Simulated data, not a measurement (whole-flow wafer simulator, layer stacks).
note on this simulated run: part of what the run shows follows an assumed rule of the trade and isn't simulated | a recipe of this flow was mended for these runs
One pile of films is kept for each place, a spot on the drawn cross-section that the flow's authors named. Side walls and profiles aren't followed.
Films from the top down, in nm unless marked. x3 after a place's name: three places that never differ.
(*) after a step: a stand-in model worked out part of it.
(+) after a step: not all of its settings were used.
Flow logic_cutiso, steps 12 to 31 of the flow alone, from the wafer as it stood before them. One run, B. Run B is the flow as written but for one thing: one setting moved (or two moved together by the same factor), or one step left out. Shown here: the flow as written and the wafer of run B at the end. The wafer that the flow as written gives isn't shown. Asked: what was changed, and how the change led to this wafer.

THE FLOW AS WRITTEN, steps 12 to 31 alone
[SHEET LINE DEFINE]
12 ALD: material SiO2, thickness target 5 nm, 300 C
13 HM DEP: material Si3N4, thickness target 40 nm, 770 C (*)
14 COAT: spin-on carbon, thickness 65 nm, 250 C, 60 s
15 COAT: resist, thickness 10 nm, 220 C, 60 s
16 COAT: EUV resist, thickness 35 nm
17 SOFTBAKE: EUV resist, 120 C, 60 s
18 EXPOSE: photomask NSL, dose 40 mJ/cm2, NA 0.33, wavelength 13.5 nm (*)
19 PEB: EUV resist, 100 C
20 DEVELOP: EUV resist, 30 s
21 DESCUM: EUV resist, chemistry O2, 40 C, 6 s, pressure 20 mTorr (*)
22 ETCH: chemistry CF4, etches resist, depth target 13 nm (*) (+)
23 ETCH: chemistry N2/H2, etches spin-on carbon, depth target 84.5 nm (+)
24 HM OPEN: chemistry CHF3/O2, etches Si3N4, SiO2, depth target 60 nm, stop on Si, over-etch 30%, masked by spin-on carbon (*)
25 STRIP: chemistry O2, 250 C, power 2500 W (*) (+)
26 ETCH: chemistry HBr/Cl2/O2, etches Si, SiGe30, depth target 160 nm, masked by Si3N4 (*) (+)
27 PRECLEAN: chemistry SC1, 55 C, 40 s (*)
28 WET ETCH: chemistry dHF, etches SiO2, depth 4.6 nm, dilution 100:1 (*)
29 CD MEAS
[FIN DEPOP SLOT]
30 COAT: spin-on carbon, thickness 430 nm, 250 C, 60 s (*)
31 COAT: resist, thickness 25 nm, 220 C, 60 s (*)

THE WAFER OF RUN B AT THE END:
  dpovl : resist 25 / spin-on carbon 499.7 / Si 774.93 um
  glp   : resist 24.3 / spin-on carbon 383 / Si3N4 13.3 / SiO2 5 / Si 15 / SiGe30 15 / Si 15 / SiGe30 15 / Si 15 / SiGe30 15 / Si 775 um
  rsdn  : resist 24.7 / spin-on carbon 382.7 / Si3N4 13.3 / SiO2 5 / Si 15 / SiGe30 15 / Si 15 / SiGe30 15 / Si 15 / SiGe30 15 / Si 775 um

The cause: step 13, HM DEP: thickness target 30.4 nm was run, where the flow has thickness target 40 nm.

How the change led to this, step by step:
  13 HM DEP: material Si3N4, thickness target 40 nm, 770 C (*)
      depop, dpovl, gfld and 19 more: Si3N4 +30.4 (new film) (as written it would be: Si3N4 +40 (new film))
  24 HM OPEN: chemistry CHF3/O2, etches Si3N4, SiO2, depth target 60 nm, stop on Si, over-etch 30%, masked by spin-on carbon (*)
      depop, gl, glp and 12 more: resist -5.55 (all of it), spin-on carbon -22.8 (as written it would be: resist -5.55 (all of it), spin-on carbon -31.1)
      dpovl, gfld, gxf, iso, isow, lnri, nsgap: Si3N4 -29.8 (all of it), SiO2 -5 (all of it), Si -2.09 (as written it would be: Si3N4 -39.4 (all of it), SiO2 -5 (all of it), Si -2.67)
  25 STRIP: chemistry O2, 250 C, power 2500 W (*) (+)
      depop, gl, glp and 12 more: spin-on carbon -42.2 (all of it) (as written it would be: spin-on carbon -33.9 (all of it))
